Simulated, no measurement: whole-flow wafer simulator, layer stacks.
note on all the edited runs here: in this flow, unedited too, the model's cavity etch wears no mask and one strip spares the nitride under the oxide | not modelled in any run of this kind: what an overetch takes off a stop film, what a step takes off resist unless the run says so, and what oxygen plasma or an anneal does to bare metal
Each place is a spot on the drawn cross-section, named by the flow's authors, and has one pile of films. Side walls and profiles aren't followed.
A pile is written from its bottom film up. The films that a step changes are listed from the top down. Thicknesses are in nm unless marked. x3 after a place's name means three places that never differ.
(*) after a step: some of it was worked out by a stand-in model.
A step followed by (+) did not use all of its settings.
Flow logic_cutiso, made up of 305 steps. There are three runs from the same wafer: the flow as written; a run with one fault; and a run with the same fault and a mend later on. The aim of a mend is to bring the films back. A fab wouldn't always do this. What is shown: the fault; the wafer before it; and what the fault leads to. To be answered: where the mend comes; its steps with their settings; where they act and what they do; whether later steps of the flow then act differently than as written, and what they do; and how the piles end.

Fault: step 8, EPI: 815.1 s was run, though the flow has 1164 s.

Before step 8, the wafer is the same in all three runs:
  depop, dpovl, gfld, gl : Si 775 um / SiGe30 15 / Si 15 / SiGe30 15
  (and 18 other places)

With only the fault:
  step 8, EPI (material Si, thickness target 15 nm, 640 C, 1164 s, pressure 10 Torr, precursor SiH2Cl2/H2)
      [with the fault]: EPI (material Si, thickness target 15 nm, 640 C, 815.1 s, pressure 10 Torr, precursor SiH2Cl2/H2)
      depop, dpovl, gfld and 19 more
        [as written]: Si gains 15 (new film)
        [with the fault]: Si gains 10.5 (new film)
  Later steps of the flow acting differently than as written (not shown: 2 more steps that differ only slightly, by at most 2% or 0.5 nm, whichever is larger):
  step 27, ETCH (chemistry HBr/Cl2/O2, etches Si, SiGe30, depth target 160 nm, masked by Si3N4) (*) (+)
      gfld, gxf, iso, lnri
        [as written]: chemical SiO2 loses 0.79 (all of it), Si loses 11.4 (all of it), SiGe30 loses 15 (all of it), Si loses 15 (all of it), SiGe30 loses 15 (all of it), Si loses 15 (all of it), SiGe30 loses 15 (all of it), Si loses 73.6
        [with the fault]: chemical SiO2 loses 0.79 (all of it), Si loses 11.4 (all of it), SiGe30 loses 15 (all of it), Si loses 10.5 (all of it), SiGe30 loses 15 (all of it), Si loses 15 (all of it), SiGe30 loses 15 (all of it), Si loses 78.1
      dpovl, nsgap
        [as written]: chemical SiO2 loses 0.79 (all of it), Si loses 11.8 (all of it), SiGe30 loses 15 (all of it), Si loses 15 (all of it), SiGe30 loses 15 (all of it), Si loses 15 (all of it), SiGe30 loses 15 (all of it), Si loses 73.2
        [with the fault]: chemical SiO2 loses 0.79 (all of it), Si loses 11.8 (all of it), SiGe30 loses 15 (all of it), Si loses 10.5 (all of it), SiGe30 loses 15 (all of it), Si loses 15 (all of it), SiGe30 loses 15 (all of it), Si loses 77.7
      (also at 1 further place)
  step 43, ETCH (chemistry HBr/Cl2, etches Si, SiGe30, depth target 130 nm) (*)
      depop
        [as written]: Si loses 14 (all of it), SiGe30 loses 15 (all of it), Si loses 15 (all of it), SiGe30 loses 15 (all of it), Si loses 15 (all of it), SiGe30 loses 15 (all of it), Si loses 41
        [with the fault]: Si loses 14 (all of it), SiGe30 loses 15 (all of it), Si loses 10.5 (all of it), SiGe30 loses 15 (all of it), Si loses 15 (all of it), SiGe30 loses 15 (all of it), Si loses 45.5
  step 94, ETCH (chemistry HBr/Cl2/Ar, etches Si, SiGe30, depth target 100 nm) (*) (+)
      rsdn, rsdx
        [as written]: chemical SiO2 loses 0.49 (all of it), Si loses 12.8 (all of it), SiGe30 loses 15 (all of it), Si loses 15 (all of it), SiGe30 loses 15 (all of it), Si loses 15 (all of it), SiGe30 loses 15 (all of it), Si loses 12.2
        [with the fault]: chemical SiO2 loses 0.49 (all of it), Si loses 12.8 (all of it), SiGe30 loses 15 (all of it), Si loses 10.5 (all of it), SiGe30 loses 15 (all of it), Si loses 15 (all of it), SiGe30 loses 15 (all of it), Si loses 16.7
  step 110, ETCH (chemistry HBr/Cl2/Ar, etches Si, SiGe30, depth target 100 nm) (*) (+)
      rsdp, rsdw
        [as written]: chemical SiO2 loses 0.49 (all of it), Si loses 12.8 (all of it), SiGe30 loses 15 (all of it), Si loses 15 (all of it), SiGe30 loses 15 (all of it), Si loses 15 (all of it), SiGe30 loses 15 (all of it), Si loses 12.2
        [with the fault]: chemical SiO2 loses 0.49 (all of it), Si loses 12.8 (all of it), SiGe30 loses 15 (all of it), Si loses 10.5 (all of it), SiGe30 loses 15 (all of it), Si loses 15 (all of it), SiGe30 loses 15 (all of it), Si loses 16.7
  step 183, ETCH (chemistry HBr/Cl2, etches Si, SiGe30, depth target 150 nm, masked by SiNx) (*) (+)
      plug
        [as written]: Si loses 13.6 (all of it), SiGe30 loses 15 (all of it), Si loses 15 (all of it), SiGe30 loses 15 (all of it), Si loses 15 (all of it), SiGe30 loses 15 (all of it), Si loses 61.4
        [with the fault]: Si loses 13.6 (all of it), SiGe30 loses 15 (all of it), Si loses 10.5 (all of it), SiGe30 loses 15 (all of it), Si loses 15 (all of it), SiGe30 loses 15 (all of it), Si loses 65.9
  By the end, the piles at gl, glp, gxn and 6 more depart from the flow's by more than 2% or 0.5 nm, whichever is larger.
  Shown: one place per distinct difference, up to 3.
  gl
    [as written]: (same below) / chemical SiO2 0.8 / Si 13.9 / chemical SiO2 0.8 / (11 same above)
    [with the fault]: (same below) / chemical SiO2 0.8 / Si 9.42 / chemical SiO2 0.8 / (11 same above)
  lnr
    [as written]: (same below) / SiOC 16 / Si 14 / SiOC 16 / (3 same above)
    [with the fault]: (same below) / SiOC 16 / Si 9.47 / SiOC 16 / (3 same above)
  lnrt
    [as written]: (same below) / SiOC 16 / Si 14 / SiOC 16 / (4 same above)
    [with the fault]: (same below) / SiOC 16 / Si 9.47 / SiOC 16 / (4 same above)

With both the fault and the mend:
  After step 8 comes the mend.
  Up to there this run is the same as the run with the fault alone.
  step 8a, EPI (material Si, thickness target 15 nm, 640 C, 349.3 s, pressure 10 Torr, precursor SiH2Cl2/H2) (a further turn of the flow's step 8, with different settings)
      depop, dpovl, gfld and 19 more
        Si gains 4.5
  None of the later steps of the flow acts differently than as written at any place that is followed.
  The piles end the same as the flow's at every place that both follow.
